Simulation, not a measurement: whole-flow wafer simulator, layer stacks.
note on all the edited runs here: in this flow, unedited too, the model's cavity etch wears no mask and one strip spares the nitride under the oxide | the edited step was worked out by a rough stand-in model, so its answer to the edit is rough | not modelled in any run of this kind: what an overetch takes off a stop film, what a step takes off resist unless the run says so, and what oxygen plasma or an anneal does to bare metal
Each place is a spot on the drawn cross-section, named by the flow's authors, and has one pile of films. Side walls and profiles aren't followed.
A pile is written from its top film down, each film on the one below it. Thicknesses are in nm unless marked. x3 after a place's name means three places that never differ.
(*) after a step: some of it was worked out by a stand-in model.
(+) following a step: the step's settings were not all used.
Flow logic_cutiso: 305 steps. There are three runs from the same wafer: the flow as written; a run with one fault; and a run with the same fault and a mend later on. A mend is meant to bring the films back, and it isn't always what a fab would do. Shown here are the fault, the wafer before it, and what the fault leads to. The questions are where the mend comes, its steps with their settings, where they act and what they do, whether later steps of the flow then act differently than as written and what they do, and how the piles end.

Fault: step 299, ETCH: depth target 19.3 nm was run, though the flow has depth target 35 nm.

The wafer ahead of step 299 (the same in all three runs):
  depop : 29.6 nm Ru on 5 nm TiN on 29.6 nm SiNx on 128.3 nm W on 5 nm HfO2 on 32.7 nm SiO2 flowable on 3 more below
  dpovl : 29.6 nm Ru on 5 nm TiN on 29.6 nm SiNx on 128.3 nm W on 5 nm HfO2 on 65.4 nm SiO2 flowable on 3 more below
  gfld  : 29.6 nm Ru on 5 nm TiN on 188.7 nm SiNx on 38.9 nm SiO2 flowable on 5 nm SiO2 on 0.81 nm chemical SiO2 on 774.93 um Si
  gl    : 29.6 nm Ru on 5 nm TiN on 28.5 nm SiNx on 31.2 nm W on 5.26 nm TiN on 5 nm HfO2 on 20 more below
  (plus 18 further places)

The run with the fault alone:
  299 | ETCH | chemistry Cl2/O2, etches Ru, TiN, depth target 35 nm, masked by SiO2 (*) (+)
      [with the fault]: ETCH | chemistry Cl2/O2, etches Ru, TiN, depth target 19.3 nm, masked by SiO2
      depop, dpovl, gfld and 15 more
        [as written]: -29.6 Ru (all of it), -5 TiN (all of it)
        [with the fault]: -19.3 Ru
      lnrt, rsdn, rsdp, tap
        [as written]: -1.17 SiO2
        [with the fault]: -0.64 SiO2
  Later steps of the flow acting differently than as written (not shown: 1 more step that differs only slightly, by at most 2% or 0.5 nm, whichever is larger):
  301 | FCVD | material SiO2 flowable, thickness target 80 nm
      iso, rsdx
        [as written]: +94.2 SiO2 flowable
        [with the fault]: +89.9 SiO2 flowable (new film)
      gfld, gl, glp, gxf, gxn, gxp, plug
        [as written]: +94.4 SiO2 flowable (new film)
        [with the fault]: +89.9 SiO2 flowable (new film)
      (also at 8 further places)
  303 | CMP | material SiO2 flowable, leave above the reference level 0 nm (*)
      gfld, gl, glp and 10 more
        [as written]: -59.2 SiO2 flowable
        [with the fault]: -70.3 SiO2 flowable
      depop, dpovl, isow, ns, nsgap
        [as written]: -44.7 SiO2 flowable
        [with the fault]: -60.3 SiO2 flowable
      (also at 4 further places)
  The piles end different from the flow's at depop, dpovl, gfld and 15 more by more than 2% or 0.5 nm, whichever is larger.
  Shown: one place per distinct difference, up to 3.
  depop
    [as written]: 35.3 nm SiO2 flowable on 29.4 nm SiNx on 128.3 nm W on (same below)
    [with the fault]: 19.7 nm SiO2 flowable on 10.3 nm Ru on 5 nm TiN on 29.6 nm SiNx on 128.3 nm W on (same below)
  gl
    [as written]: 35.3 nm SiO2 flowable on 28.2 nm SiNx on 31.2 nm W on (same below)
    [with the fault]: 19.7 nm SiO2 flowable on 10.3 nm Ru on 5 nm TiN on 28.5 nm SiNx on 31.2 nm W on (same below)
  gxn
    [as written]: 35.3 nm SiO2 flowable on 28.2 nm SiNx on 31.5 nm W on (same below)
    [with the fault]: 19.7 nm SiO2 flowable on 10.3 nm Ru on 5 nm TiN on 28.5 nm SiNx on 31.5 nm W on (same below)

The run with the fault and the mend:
  The mend follows step 299.
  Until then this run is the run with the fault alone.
  299a | ETCH | chemistry Cl2/O2, etches Ru, TiN, depth target 15.7 nm, masked by SiO2 (*) (+) (the flow's step 299 again, with other settings)
      depop, dpovl, gfld and 15 more
        -10.3 Ru (all of it), -5 TiN (all of it)
      lnrt, rsdn, rsdp, tap
        -0.52 SiO2
  None of the later steps of the flow acts differently than as written at any place that is followed.
  The piles end the same as the flow's at every place that both follow.
